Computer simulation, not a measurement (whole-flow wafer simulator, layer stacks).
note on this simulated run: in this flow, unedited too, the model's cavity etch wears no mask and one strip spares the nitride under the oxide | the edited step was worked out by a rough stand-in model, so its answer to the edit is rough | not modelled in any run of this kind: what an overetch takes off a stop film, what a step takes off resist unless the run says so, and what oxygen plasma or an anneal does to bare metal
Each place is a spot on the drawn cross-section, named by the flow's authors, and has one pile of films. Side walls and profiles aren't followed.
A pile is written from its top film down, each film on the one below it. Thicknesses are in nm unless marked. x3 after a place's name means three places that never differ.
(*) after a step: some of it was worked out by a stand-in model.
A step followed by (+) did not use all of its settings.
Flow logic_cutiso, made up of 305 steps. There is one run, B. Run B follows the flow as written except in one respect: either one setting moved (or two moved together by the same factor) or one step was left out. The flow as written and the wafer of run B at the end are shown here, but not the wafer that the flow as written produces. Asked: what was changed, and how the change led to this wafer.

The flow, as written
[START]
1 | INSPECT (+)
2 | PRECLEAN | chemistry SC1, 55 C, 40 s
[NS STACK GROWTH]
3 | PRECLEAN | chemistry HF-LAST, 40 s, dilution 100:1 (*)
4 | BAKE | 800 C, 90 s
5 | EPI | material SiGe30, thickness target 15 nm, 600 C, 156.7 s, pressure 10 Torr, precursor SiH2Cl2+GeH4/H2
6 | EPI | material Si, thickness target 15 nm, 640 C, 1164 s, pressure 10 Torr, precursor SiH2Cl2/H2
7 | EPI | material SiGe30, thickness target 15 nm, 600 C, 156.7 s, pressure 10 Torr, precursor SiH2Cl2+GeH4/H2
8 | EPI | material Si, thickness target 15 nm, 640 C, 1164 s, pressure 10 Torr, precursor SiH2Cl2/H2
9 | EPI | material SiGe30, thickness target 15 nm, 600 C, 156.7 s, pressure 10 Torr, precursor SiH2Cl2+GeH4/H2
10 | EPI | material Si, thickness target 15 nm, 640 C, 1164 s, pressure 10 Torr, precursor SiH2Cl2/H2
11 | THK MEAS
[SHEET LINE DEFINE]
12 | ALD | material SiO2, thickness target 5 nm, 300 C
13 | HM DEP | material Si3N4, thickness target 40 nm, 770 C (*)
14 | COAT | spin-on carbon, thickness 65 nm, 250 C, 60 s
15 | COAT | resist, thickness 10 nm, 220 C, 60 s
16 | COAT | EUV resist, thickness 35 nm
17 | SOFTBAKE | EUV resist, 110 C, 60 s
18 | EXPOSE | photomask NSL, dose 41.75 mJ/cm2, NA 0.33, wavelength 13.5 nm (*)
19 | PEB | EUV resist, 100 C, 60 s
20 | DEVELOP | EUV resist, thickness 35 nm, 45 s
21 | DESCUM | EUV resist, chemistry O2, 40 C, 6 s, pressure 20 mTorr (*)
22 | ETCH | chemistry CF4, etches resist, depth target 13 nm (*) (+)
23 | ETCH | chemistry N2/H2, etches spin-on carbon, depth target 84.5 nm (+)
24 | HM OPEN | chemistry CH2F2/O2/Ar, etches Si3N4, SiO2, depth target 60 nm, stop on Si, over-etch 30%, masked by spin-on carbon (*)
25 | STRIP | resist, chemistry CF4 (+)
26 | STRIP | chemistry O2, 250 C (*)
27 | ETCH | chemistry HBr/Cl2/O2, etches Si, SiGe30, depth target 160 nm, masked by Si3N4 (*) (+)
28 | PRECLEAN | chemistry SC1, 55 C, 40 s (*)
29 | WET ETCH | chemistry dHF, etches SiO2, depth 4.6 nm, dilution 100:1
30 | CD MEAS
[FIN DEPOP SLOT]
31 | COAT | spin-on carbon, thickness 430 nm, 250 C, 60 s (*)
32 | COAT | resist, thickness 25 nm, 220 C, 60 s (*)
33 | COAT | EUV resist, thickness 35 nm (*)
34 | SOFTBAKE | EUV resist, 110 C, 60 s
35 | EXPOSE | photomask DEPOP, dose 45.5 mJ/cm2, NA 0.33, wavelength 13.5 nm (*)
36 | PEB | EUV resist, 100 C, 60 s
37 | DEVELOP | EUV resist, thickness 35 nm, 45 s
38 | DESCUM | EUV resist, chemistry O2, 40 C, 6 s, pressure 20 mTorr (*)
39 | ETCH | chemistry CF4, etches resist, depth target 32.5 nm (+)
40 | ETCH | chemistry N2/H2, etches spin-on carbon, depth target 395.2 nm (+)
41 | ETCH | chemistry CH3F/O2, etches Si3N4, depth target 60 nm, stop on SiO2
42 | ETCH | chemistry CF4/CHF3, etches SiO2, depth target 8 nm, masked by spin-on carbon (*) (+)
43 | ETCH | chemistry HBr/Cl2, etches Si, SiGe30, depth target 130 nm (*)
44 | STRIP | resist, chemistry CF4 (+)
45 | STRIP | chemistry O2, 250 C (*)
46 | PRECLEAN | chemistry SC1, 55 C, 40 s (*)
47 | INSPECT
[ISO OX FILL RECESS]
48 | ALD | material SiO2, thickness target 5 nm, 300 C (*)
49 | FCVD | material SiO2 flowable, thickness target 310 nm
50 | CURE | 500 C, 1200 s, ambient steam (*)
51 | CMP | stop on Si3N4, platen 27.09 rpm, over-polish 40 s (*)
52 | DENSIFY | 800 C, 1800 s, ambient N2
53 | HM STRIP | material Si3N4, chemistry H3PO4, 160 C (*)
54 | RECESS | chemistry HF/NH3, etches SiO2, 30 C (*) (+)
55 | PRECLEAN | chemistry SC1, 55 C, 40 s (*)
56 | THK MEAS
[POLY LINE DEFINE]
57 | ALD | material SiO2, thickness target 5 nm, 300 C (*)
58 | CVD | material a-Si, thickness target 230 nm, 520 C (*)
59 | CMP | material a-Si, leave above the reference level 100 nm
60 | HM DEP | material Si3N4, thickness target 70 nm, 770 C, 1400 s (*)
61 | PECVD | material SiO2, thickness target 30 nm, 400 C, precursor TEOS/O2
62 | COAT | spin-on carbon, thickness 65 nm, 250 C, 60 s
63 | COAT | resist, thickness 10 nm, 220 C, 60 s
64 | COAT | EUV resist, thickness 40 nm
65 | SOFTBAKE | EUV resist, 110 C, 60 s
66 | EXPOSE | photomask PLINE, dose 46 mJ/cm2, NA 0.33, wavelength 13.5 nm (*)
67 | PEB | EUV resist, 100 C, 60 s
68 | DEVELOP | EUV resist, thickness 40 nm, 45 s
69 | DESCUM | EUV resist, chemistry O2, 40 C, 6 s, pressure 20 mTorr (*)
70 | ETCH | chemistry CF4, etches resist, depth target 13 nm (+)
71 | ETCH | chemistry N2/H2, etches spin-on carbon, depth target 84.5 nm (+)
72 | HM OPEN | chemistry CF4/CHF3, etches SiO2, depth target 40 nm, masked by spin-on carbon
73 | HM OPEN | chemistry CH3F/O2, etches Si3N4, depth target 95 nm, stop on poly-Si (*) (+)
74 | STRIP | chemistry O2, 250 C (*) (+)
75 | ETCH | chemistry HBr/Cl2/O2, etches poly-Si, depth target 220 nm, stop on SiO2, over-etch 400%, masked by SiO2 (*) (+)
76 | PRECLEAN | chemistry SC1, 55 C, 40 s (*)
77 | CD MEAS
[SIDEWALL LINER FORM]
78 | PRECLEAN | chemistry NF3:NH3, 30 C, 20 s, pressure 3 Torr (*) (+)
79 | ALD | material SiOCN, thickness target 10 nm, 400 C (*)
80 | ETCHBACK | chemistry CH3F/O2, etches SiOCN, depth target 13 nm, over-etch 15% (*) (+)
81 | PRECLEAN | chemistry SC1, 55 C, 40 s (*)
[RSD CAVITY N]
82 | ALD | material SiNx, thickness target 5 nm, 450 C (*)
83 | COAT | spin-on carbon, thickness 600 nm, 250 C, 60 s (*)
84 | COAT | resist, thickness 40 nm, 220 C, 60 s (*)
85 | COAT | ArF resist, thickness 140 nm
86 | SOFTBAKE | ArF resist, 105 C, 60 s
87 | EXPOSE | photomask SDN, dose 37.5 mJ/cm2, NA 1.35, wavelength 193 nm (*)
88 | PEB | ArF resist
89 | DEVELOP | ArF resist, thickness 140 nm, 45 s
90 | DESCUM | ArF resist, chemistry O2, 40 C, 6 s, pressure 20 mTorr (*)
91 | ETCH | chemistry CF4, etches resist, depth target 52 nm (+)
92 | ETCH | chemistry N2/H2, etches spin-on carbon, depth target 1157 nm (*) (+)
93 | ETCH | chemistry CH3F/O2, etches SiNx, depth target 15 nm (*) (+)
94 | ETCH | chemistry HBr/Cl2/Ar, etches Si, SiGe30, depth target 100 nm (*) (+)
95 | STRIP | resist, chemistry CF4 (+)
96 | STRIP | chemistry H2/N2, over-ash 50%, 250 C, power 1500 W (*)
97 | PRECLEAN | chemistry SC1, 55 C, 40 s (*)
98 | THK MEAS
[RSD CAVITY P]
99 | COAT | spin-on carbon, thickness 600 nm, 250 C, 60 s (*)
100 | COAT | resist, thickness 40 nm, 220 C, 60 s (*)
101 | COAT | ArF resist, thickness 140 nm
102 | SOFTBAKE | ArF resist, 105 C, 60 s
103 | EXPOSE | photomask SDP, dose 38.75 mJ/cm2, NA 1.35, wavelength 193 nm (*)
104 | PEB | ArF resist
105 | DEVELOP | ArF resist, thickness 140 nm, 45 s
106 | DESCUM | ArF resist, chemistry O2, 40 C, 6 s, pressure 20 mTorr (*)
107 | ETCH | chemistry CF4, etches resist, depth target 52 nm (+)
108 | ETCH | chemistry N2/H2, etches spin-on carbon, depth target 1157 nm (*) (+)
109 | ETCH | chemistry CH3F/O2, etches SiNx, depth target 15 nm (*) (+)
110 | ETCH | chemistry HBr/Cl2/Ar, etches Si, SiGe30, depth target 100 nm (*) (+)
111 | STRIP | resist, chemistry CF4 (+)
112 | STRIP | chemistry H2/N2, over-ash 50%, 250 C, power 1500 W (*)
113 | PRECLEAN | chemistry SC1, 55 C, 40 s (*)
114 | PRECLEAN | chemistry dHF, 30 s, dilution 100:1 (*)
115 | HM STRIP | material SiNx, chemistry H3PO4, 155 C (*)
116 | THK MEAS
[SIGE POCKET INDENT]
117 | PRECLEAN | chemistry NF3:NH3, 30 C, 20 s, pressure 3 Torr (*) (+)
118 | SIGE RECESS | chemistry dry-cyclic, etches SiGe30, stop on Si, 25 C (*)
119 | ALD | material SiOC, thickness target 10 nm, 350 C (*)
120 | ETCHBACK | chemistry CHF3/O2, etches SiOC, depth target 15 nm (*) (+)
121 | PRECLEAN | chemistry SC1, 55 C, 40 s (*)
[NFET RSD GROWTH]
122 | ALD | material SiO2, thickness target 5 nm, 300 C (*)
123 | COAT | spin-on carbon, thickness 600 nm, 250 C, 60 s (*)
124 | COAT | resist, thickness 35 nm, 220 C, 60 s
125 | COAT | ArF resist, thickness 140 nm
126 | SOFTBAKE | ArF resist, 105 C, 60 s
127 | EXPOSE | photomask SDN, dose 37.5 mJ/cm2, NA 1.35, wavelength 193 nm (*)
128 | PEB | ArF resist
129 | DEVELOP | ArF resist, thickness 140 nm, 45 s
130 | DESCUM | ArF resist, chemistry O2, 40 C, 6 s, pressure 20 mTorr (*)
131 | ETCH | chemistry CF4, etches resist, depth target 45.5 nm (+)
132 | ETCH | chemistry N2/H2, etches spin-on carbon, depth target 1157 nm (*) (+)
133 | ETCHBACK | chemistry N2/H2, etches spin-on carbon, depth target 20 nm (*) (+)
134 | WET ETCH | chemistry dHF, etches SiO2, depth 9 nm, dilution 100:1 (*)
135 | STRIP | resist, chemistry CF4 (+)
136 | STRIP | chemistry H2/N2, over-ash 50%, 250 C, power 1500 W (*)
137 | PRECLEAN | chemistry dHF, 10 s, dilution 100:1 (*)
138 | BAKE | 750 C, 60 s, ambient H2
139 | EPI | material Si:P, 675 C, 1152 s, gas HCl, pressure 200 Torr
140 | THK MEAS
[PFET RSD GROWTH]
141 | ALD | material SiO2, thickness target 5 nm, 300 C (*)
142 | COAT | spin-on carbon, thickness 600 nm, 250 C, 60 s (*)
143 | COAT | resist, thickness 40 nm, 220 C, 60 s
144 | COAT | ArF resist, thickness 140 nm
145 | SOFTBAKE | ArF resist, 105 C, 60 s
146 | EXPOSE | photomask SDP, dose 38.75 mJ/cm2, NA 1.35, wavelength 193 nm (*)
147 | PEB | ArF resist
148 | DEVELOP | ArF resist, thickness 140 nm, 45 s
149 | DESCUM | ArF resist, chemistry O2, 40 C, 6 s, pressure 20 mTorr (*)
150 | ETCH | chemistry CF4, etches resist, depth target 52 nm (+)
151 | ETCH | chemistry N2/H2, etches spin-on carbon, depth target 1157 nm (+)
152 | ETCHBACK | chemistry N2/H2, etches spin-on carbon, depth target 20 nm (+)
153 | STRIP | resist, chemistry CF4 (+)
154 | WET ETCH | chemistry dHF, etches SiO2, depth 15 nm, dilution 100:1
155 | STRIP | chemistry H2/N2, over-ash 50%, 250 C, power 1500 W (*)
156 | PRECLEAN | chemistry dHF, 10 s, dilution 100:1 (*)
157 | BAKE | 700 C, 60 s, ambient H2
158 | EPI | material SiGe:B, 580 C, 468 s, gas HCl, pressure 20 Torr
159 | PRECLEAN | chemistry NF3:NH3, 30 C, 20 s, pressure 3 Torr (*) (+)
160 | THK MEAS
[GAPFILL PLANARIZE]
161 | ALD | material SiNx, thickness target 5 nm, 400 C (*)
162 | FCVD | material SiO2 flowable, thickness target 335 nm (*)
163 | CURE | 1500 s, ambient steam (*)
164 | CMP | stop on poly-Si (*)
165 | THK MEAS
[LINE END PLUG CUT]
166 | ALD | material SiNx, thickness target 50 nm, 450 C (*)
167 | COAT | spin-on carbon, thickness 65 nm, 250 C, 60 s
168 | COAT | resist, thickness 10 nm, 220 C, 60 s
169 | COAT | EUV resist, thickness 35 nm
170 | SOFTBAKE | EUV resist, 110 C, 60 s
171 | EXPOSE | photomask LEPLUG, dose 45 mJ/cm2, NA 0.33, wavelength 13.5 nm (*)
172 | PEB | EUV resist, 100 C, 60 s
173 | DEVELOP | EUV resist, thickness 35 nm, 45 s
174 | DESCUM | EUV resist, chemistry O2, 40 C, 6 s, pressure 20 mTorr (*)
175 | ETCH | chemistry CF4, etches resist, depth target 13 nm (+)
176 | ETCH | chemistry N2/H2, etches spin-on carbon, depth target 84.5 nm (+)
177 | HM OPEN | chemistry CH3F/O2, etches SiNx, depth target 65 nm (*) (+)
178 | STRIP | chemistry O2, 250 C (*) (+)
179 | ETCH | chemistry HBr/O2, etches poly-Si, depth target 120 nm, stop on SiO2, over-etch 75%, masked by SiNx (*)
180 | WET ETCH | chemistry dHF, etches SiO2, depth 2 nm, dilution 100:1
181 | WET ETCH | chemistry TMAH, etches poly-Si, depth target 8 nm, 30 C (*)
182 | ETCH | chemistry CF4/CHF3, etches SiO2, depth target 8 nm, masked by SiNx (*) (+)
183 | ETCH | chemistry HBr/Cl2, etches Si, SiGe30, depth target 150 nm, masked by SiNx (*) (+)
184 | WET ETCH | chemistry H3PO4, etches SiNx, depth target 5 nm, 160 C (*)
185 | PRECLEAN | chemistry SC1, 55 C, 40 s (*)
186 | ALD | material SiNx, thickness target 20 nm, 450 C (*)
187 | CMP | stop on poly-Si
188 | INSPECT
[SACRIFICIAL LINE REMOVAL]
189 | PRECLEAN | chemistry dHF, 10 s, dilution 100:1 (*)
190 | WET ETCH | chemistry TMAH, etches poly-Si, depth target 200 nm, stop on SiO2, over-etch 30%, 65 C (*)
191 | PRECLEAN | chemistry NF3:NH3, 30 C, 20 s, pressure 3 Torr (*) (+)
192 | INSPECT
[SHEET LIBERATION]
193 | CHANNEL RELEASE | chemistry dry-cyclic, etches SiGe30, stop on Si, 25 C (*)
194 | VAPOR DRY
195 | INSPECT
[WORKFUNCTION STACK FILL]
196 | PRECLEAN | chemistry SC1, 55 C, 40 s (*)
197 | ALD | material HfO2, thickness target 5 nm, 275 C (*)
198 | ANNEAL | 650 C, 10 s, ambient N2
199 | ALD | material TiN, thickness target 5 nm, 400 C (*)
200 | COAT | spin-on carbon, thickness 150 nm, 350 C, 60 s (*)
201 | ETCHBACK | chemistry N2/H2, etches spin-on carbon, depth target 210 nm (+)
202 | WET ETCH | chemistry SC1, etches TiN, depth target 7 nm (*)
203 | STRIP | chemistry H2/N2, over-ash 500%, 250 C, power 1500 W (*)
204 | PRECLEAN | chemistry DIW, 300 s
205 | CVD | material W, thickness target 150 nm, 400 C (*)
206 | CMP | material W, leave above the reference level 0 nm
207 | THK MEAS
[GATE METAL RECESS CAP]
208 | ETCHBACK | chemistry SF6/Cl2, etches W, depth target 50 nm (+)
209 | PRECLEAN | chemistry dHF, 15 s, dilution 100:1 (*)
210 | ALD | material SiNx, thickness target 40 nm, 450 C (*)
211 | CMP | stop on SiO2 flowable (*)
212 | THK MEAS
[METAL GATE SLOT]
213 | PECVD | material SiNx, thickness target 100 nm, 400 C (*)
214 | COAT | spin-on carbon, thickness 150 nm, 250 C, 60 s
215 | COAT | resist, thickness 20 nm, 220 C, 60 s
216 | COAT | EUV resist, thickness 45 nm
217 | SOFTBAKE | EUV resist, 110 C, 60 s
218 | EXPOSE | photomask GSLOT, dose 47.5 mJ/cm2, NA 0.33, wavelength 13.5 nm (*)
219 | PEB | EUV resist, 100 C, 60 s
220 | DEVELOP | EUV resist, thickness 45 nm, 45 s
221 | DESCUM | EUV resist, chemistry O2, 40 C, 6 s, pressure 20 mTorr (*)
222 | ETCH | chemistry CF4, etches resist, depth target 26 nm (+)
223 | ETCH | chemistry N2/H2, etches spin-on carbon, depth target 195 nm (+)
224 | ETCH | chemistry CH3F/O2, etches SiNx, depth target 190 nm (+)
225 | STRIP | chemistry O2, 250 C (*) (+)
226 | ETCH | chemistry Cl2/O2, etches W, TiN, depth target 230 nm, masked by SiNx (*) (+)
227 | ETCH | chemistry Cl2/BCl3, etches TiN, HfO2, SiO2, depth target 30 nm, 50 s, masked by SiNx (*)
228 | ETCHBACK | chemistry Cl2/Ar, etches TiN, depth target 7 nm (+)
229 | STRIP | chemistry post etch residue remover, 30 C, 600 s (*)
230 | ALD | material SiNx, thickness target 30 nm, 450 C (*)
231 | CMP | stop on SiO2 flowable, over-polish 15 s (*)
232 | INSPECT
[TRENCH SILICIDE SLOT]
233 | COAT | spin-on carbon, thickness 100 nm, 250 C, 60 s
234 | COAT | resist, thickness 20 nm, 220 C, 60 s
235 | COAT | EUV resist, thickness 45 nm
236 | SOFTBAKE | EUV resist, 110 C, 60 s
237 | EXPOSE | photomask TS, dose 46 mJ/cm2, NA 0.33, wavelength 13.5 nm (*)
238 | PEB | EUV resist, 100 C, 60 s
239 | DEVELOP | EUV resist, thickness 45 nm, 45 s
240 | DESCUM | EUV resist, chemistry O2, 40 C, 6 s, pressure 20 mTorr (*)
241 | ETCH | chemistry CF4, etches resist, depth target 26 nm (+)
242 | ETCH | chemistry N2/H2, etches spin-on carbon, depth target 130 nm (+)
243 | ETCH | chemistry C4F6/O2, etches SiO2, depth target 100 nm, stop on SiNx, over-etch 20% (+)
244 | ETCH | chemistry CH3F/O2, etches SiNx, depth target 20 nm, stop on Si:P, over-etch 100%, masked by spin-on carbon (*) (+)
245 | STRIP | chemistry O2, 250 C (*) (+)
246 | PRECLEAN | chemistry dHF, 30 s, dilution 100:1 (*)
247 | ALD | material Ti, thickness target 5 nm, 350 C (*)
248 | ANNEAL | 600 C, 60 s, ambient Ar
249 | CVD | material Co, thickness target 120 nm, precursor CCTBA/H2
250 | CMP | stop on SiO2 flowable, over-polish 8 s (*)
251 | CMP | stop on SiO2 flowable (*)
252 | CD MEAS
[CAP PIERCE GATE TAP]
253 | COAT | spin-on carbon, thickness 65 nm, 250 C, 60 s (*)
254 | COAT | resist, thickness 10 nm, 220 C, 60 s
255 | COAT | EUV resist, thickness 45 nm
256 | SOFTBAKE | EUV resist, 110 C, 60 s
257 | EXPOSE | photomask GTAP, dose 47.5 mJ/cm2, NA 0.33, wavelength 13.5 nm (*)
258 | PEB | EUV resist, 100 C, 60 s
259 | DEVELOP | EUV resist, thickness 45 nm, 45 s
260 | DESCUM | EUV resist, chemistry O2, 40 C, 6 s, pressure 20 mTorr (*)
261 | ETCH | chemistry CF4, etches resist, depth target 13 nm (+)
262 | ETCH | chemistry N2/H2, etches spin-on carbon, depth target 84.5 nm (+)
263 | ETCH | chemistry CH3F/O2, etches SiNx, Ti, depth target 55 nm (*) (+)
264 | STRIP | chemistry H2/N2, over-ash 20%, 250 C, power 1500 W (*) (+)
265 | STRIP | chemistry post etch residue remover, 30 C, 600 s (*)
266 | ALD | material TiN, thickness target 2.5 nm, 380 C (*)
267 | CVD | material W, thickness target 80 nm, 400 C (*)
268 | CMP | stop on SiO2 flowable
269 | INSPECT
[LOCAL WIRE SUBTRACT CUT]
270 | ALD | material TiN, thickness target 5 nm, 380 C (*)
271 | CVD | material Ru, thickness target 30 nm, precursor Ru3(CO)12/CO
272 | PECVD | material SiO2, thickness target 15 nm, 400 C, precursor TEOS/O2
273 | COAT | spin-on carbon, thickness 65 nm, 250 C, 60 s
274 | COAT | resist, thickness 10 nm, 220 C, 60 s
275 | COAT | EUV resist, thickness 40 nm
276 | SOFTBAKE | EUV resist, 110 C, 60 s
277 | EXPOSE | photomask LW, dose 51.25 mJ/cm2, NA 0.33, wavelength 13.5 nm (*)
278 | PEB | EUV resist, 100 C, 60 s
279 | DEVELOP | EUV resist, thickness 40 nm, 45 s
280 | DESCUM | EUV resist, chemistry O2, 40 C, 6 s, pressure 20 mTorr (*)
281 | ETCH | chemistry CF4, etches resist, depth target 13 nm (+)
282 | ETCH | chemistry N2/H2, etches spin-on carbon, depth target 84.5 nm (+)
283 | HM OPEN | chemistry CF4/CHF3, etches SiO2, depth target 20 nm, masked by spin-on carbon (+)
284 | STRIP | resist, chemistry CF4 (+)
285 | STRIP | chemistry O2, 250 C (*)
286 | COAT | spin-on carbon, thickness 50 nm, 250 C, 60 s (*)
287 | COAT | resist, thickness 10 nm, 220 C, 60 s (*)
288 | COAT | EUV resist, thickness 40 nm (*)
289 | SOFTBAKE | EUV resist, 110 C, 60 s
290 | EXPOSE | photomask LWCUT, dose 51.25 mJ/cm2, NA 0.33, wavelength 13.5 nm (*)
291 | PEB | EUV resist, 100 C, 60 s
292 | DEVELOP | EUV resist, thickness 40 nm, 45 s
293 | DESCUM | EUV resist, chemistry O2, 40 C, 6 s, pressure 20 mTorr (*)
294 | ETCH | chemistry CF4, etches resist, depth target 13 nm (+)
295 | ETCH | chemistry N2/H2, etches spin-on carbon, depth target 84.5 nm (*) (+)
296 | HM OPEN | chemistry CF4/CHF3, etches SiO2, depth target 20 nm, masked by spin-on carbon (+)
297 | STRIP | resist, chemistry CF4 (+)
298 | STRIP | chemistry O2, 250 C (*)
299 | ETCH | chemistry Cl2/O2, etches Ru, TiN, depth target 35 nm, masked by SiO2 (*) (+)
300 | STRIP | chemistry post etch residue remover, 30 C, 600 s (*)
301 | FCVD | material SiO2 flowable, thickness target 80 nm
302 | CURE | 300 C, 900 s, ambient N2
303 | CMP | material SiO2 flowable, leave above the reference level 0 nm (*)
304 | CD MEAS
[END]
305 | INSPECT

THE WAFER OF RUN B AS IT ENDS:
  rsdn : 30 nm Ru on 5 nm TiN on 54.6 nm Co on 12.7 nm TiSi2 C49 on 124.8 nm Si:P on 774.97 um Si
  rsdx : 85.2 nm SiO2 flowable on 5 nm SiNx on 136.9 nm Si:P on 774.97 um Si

Cause: step 94, ETCH: depth target 120 nm was run, though the flow has depth target 100 nm.

Step by step, how the change led to this:
  94 | ETCH | chemistry HBr/Cl2/Ar, etches Si, SiGe30, depth target 100 nm (*) (+)
      rsdn, rsdx: -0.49 chemical SiO2 (all of it), -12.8 Si (all of it), -15 SiGe30 (all of it), -15 Si (all of it), -15 SiGe30 (all of it), -15 Si (all of it), -15 SiGe30 (all of it), -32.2 Si (it would be, as written: -0.49 chemical SiO2 (all of it), -12.8 Si (all of it), -15 SiGe30 (all of it), -15 Si (all of it), -15 SiGe30 (all of it), -15 Si (all of it), -15 SiGe30 (all of it), -12.2 Si)
  99 | COAT | spin-on carbon, thickness 600 nm, 250 C, 60 s (*)
      rsdn, rsdx: +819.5 spin-on carbon (new film) (it would be, as written: +802.8 spin-on carbon (new film))
  112 | STRIP | chemistry H2/N2, over-ash 50%, 250 C, power 1500 W (*)
      rsdn, rsdx: -819.5 spin-on carbon (all of it) (it would be, as written: -802.8 spin-on carbon (all of it))
  123 | COAT | spin-on carbon, thickness 600 nm, 250 C, 60 s (*)
      rsdn, rsdx: +800.8 spin-on carbon (new film) (it would be, as written: +783.3 spin-on carbon (new film))
  132 | ETCH | chemistry N2/H2, etches spin-on carbon, depth target 1157 nm (*) (+)
      gxn: -496.9 spin-on carbon (all of it), -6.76 SiO2 (all of it) (it would be, as written: -499.4 spin-on carbon (all of it), -6.06 SiO2)
      depop, dpovl, gfld and 12 more: -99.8 ArF resist (all of it), -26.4 resist (it would be, as written: -99.8 ArF resist (all of it), -25.7 resist)
      (as well as at 2 more places)
  133 | ETCHBACK | chemistry N2/H2, etches spin-on carbon, depth target 20 nm (*) (+)
      gxn: -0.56 Si3N4 (it would be, as written: -0.7 SiO2 (all of it), -0.21 Si3N4)
  135 | STRIP | resist, chemistry CF4 (+)
      depop, dpovl, gxf and 6 more: -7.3 resist (all of it) (it would be, as written: -7.93 resist (all of it))
      gfld, glp, iso, lnri, rsdw: -7.29 resist (all of it) (it would be, as written: -7.93 resist (all of it))
      (as well as at 6 more places)
  139 | EPI | material Si:P, 675 C, 1152 s, gas HCl, pressure 200 Torr
      rsdn, rsdx: +136.9 Si:P (new film) (it would be, as written: +116.9 Si:P (new film))
  141 | ALD | material SiO2, thickness target 5 nm, 300 C (*)
      gxn: +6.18 SiO2 (new film) (it would be, as written: +10.1 SiO2 (new film))
  159 | PRECLEAN | chemistry NF3:NH3, 30 C, 20 s, pressure 3 Torr (*) (+)
      gxn: -4.66 SiO2 (all of it), -0.21 Si3N4 (it would be, as written: -7.5 SiO2)
  164 | CMP | stop on poly-Si (*)
      gxn: -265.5 SiO2 flowable (all of it), -5 SiNx (all of it), -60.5 Si3N4 (all of it) (it would be, as written: -264.5 SiO2 flowable (all of it), -5 SiNx (all of it), -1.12 SiO2 (all of it), -60.3 Si3N4 (all of it))
